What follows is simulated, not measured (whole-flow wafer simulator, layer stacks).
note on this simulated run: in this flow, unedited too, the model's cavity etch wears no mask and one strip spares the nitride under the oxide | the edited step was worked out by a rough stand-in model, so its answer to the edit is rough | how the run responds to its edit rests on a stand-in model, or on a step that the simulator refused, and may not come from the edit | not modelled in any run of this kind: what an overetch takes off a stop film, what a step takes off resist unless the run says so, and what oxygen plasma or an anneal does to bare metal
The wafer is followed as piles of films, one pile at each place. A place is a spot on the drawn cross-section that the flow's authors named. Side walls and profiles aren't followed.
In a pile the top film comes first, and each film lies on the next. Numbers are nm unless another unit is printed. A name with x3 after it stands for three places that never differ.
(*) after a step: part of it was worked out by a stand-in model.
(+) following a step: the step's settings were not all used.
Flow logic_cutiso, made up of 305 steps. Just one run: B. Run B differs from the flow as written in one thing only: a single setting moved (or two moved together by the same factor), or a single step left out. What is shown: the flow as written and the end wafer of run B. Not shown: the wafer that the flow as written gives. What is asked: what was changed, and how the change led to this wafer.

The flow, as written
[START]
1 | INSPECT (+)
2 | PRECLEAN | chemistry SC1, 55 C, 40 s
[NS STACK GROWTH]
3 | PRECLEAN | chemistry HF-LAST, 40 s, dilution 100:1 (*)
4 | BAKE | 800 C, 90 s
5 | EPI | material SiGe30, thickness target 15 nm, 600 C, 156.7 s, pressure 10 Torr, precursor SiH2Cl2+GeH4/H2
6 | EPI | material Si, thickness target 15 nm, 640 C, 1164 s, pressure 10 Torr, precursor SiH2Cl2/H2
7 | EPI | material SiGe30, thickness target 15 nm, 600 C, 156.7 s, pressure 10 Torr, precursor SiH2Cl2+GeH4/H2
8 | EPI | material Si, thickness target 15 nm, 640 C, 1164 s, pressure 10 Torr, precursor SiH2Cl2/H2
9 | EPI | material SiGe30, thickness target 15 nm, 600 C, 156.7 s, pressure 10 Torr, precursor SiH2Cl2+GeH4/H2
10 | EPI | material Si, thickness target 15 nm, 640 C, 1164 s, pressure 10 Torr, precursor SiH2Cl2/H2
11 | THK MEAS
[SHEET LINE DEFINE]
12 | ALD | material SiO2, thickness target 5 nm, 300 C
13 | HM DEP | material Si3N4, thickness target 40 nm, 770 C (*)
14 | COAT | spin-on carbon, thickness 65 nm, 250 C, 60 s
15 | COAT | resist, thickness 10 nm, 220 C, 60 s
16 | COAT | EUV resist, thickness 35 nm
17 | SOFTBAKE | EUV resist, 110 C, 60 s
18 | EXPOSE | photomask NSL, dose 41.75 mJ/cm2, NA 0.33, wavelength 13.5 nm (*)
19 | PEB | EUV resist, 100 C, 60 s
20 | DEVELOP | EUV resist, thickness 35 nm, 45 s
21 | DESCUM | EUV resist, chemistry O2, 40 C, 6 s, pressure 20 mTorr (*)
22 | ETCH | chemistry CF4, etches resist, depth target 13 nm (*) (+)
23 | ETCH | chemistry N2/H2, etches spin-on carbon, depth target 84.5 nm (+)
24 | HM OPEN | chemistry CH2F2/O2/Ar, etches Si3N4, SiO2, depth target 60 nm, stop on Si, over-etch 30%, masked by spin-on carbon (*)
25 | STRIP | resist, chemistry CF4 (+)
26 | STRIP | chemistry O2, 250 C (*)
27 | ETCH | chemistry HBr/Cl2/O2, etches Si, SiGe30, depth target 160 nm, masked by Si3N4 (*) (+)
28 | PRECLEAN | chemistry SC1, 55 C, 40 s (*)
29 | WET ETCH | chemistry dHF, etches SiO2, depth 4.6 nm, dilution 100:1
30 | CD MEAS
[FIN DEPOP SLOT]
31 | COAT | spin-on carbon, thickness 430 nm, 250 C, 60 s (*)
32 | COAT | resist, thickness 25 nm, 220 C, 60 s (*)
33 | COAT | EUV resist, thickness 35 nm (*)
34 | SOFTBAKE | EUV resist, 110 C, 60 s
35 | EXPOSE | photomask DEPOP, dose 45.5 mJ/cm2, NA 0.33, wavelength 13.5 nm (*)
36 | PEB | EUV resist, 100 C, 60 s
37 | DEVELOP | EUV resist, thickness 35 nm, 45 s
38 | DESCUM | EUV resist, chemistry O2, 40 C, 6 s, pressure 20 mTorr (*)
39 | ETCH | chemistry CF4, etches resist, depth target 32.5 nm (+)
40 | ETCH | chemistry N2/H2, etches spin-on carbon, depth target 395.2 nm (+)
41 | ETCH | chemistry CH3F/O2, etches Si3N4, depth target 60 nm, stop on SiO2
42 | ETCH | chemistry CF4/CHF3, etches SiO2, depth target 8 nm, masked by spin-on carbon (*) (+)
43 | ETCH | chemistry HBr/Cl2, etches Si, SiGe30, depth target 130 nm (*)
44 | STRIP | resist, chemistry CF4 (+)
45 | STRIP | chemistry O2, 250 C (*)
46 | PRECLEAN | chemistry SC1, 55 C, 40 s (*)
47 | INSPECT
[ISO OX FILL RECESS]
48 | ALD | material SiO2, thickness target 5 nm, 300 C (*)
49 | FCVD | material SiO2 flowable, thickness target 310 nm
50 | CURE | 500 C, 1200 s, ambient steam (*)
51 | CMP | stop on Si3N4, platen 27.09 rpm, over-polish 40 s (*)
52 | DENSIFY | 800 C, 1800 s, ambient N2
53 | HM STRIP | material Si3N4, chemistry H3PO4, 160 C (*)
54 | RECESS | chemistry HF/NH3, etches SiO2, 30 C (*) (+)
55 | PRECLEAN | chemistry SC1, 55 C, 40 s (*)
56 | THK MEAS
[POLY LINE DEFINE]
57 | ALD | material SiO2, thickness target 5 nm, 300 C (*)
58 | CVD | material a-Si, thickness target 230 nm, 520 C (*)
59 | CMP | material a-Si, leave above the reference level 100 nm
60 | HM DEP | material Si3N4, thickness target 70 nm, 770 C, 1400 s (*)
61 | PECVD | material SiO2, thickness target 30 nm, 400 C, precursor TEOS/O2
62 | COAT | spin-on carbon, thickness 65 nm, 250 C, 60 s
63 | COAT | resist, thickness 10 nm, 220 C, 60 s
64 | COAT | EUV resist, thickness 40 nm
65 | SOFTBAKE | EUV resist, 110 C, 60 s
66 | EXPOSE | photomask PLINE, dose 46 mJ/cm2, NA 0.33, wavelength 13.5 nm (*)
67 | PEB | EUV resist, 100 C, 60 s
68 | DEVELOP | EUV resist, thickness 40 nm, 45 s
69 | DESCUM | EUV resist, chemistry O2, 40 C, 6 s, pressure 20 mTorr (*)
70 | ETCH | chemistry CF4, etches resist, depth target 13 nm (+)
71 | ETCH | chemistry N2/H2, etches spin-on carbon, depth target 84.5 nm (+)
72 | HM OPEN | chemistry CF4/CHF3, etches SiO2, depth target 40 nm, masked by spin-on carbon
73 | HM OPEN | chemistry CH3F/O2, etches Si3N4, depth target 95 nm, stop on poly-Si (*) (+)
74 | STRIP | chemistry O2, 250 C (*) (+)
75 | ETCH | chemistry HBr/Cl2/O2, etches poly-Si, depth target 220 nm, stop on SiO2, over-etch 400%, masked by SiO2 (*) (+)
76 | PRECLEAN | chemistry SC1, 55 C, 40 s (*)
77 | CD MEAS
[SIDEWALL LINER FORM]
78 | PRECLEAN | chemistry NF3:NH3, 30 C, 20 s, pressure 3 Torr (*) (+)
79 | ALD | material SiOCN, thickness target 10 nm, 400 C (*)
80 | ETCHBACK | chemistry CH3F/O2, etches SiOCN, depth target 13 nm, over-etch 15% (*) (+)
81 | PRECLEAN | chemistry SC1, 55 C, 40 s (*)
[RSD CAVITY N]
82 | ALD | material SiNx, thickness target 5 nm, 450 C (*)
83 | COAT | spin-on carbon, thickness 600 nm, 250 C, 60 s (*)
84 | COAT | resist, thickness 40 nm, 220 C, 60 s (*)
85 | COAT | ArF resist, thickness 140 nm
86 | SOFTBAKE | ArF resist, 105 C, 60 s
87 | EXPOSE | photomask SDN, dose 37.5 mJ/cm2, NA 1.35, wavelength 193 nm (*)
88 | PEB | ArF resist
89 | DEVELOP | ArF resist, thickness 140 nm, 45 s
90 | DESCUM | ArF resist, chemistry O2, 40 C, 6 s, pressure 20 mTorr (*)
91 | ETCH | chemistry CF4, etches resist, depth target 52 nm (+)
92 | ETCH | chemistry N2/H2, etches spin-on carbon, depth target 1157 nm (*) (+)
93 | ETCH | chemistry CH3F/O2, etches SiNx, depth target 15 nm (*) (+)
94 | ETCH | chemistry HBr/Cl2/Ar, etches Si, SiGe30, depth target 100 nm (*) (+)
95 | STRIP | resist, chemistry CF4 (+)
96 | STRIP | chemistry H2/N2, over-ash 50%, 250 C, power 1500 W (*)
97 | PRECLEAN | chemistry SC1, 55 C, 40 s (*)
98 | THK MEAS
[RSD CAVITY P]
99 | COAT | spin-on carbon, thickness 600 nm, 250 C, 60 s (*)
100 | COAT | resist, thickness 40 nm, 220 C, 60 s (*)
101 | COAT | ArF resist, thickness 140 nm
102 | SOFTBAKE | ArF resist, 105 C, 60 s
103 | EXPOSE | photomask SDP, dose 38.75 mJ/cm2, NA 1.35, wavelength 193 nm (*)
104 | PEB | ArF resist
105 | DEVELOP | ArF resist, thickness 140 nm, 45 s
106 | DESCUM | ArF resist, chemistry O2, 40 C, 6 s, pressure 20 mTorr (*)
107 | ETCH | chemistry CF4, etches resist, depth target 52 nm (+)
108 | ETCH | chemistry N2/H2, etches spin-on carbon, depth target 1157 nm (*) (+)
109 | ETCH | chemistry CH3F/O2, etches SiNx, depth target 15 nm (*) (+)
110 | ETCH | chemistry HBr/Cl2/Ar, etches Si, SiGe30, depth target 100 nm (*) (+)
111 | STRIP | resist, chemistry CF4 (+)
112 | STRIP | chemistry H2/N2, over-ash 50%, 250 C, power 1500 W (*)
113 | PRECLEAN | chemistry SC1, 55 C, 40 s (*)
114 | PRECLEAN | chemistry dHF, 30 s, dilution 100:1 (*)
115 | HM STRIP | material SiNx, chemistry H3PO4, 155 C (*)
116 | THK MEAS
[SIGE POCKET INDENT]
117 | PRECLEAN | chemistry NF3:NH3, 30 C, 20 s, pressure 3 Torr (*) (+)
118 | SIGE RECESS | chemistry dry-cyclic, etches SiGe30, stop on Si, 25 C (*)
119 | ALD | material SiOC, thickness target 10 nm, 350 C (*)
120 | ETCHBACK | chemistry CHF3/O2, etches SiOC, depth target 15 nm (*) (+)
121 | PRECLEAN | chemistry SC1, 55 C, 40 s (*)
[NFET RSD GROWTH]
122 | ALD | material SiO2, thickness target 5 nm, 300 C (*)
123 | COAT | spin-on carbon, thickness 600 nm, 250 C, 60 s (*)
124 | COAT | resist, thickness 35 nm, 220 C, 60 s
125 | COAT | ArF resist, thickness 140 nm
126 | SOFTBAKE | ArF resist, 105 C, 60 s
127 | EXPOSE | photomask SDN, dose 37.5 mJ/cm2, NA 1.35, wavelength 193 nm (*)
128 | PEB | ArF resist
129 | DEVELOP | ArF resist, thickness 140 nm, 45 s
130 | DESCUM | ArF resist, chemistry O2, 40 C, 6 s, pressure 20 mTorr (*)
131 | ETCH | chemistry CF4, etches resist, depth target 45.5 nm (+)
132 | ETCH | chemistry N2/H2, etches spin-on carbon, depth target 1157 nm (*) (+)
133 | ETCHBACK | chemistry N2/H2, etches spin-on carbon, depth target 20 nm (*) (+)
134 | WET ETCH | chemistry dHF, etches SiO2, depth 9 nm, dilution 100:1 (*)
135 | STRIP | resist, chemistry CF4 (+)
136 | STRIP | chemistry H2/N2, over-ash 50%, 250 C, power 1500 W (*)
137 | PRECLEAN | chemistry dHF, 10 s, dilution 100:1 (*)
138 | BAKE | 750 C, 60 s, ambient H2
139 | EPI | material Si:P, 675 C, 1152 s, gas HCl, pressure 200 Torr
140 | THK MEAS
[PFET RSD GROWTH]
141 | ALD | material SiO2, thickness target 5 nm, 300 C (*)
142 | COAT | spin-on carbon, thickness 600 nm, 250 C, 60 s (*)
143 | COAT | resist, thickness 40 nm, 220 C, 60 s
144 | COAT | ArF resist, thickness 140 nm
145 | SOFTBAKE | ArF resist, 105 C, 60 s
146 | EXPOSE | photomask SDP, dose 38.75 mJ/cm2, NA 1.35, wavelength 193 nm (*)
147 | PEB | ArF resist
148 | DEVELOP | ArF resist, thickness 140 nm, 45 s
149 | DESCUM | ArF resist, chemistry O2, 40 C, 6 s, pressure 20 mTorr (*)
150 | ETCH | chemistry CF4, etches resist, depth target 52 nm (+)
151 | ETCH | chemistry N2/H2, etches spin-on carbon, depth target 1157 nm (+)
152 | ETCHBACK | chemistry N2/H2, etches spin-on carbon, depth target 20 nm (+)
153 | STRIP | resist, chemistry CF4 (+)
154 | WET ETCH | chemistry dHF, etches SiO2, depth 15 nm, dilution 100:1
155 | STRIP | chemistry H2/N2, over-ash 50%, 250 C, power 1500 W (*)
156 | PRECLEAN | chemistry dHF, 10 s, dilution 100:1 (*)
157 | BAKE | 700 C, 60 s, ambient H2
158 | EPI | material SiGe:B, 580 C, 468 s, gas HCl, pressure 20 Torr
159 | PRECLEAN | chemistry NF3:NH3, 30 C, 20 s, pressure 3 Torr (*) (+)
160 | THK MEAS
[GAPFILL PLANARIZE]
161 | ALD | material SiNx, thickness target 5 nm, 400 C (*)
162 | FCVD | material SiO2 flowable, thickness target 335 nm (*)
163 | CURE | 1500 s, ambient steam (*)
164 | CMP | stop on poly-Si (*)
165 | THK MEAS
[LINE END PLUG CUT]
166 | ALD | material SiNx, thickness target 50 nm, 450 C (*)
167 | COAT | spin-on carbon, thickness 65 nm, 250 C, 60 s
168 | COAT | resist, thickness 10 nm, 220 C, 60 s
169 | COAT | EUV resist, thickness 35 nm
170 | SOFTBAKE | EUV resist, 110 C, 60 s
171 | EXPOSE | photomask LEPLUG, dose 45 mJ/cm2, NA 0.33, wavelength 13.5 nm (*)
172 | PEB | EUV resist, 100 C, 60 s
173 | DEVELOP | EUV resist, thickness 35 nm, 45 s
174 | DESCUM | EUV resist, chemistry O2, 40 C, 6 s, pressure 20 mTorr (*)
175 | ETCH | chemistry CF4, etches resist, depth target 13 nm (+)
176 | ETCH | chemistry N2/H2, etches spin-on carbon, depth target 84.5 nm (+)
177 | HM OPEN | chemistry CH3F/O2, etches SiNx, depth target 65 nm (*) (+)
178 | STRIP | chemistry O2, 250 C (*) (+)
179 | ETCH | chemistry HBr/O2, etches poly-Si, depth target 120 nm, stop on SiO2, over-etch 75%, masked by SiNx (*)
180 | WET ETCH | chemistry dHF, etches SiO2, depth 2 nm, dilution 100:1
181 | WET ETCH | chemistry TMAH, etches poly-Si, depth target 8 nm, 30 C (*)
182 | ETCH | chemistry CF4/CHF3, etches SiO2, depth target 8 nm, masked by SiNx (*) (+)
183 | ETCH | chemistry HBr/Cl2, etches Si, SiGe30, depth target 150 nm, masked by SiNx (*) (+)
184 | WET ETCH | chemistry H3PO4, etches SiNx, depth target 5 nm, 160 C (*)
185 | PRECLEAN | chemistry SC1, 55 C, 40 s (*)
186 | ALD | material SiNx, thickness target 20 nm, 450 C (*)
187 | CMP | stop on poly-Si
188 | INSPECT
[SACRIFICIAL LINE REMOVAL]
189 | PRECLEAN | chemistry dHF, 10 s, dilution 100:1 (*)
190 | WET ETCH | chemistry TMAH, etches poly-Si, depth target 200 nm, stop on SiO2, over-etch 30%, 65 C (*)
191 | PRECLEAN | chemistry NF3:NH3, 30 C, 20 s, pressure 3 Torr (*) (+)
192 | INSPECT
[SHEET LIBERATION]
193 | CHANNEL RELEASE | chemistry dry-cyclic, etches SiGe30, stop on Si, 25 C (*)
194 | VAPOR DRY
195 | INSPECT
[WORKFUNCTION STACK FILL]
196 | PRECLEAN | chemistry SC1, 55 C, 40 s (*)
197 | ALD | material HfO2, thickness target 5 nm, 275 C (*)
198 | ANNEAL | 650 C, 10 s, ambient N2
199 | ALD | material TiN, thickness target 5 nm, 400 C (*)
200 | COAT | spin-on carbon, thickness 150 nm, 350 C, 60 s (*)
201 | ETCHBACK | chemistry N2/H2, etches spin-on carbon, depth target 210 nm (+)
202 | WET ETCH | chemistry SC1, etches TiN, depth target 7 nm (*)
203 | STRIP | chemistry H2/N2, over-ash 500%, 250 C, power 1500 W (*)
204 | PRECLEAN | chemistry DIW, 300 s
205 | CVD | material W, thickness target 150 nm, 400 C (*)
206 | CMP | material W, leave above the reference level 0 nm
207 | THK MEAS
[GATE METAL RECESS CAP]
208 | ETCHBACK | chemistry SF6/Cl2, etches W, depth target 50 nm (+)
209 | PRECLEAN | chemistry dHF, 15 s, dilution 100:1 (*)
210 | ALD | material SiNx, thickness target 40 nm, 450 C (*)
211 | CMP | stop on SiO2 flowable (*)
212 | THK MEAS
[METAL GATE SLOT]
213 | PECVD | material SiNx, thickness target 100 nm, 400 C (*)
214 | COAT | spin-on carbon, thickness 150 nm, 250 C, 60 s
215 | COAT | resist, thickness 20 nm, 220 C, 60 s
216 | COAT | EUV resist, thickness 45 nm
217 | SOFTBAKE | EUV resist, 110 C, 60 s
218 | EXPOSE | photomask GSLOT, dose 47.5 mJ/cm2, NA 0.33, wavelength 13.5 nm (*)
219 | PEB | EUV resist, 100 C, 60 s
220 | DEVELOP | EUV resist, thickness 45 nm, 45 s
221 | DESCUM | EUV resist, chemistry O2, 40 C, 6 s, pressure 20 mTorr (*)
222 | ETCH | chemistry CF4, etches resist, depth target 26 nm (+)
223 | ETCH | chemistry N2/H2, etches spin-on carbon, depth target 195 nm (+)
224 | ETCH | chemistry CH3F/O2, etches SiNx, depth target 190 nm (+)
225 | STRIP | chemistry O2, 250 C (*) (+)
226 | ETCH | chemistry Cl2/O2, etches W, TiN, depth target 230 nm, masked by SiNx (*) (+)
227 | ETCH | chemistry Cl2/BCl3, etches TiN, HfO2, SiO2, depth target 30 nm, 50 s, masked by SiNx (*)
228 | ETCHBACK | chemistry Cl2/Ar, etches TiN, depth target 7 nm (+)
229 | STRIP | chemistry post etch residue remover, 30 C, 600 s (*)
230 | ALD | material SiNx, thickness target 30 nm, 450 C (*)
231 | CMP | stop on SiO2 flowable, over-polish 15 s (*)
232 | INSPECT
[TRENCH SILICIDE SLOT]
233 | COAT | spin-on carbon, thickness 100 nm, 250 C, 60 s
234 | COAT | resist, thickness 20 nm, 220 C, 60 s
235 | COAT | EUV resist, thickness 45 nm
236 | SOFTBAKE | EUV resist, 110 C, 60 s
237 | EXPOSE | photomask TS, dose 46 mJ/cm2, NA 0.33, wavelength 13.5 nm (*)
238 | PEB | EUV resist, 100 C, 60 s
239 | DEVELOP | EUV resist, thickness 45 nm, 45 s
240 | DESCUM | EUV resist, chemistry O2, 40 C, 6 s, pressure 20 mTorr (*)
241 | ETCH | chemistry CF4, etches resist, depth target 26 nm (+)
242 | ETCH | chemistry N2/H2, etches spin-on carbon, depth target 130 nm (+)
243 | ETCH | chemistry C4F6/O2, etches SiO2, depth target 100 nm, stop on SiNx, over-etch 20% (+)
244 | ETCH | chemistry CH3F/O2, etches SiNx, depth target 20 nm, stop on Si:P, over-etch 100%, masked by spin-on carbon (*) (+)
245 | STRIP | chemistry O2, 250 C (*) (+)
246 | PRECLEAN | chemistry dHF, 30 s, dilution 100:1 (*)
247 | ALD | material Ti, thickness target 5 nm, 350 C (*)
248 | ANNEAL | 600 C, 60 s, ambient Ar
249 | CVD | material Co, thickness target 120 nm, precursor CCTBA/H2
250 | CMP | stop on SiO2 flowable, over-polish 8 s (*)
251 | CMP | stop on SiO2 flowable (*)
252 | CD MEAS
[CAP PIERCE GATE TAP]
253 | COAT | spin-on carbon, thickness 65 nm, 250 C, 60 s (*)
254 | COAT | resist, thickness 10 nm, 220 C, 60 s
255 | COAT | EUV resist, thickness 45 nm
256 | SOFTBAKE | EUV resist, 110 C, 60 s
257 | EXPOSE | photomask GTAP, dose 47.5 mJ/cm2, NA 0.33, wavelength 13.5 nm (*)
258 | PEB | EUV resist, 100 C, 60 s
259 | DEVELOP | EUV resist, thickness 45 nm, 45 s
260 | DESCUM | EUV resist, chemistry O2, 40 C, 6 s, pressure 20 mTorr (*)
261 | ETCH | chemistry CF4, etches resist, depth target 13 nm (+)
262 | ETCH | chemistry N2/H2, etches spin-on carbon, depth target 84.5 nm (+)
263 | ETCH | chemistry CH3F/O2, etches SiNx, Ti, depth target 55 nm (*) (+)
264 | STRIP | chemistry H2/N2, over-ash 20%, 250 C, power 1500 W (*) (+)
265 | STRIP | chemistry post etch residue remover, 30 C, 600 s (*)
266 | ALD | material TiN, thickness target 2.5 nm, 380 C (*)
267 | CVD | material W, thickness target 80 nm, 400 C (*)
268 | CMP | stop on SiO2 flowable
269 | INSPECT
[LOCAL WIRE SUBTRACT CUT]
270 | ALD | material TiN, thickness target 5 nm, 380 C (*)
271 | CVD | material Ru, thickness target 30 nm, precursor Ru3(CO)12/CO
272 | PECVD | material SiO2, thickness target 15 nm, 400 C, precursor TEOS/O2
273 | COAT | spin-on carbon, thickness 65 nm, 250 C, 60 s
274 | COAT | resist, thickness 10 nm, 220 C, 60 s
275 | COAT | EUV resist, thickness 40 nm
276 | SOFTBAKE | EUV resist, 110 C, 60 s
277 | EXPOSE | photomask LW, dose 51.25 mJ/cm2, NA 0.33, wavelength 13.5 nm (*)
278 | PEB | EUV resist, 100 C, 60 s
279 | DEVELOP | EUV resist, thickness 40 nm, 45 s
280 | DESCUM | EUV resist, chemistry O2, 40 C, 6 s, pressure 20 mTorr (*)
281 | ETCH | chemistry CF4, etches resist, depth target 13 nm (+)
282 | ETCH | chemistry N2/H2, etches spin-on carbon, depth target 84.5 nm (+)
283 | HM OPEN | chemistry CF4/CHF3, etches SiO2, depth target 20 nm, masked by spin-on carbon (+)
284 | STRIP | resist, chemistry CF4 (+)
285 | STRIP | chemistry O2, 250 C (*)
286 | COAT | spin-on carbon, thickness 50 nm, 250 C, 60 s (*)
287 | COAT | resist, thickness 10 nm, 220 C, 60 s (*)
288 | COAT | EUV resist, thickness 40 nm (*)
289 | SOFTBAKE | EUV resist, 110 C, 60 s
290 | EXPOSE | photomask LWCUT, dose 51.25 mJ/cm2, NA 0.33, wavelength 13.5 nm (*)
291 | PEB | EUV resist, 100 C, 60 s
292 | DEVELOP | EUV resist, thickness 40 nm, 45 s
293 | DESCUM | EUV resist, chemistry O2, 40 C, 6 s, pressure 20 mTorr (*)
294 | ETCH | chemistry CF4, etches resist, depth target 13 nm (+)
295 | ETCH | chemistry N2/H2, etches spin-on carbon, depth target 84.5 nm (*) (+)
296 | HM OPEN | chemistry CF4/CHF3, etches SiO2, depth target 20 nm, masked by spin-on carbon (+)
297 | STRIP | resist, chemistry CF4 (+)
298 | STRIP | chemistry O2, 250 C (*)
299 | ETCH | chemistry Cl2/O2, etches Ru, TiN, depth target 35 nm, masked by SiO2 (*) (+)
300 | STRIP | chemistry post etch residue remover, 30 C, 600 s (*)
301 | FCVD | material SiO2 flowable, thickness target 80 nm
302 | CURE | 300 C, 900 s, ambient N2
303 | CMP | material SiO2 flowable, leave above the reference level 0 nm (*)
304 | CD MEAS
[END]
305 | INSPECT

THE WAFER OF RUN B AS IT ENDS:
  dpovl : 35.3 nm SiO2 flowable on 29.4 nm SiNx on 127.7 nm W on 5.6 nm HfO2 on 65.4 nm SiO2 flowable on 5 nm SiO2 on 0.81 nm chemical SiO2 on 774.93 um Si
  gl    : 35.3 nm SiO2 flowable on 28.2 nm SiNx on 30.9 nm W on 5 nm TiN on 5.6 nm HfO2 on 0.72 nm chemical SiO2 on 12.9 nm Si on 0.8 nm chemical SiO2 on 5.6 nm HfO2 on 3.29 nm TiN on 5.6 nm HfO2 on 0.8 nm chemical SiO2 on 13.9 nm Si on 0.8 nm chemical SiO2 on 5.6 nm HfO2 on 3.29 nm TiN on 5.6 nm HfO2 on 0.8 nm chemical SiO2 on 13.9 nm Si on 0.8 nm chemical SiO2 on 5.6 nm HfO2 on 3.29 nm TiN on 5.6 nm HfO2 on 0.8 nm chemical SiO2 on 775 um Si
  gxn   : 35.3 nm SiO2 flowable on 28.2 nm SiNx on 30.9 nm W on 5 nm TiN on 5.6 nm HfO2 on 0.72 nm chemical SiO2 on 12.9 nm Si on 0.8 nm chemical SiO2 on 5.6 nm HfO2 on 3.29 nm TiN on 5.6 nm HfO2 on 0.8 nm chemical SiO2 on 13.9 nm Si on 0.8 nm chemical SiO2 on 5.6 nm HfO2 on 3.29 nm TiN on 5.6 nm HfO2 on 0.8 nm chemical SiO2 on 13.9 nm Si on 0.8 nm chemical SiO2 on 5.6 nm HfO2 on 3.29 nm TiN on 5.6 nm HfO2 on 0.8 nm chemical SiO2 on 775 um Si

Cause: step 197, ALD: thickness target 5.6 nm was run, while the flow as written has thickness target 5 nm.
The wafer lets one read it off: dpovl has HfO2 5.6, and step 197 as written asks for 5 nm.

The path from the change to this, step by step:
  197 | ALD | material HfO2, thickness target 5 nm, 275 C (*)
      depop, dpovl, gfld and 12 more: HfO2 gains 5.6 (new film) (as written it would have been: HfO2 gains 5 (new film))
      gl, glp, gxn, gxp, ns, tap: HfO2 gains 5.6 (new film), HfO2 gains 5.6 (new film), cavity loses 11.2, HfO2 gains 5.6 (new film), HfO2 gains 5.6 (new film), cavity loses 11.2, HfO2 gains 5.6 (new film), HfO2 gains 5.6 (new film), cavity loses 11.2, HfO2 gains 5.6 (new film) (as written it would have been: HfO2 gains 5 (new film), HfO2 gains 5 (new film), cavity loses 10, HfO2 gains 5 (new film), HfO2 gains 5 (new film), cavity loses 10, HfO2 gains 5 (new film), HfO2 gains 5 (new film), cavity loses 10, HfO2 gains 5 (new film))
      (also at 1 further place)
  199 | ALD | material TiN, thickness target 5 nm, 400 C (*)
      gl, glp, tap: TiN gains 5 (new film), TiN gains 3.29 (new film), cavity loses 3.29 (all of it), TiN gains 3.29 (new film), cavity loses 3.29 (all of it), TiN gains 3.29 (new film), cavity loses 3.29 (all of it) (as written it would have been: TiN gains 5.26 (new film), TiN gains 4.49 (new film), cavity loses 4.49 (all of it), TiN gains 4.49 (new film), cavity loses 4.49 (all of it), TiN gains 4.49 (new film), cavity loses 4.49 (all of it))
      gxn, gxp, ns: TiN gains 5 (new film), TiN gains 3.29 (new film), cavity loses 3.29 (all of it), TiN gains 3.29 (new film), cavity loses 3.29 (all of it), TiN gains 3.29 (new film), cavity loses 3.29 (all of it) (as written it would have been: TiN gains 5 (new film), TiN gains 4.49 (new film), cavity loses 4.49 (all of it), TiN gains 4.49 (new film), cavity loses 4.49 (all of it), TiN gains 4.49 (new film), cavity loses 4.49 (all of it))
      (also at 2 further places)
  200 | COAT | spin-on carbon, thickness 150 nm, 350 C, 60 s (*)
      gxf: spin-on carbon gains 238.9 (new film) (as written it would have been: spin-on carbon gains 326 (new film))
  203 | STRIP | chemistry H2/N2, over-ash 500%, 250 C, power 1500 W (*)
      gl, glp: spin-on carbon loses 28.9 (all of it) (as written it would have been: spin-on carbon loses 26.7 (all of it))
      gxn, gxp: spin-on carbon loses 28.8 (all of it) (as written it would have been: spin-on carbon loses 26.8 (all of it))
      (also at 3 further places)
  205 | CVD | material W, thickness target 150 nm, 400 C (*)
      gxf: W gains 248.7 (new film) (as written it would have been: W gains 337.8 (new film))
  206 | CMP | material W, leave above the reference level 0 nm
      lnr, lnri, lnrp, lnrt: W loses 150 (all of it), HfO2 loses 5.6 (all of it), SiOCN loses 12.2 (as written it would have been: W loses 150 (all of it), HfO2 loses 5 (all of it), SiOCN loses 12.2)
      rsdn, rsdp, rsdw, rsdx: W loses 162.2 (all of it), HfO2 loses 5.6 (all of it) (as written it would have been: W loses 162.2 (all of it), HfO2 loses 5 (all of it))
      (also at 2 further places)
  226 | ETCH | chemistry Cl2/O2, etches W, TiN, depth target 230 nm, masked by SiNx (*) (+)
      gfld: W loses 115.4 (all of it), TiN loses 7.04 (all of it), HfO2 loses 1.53 (as written it would have been: W loses 115.4 (all of it), TiN loses 7.64 (all of it), HfO2 loses 1.54)
  227 | ETCH | chemistry Cl2/BCl3, etches TiN, HfO2, SiO2, depth target 30 nm, 50 s, masked by SiNx (*)
      gfld: HfO2 loses 4.07 (all of it), SiO2 flowable loses 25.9 (as written it would have been: HfO2 loses 3.46 (all of it), SiO2 flowable loses 26.5)
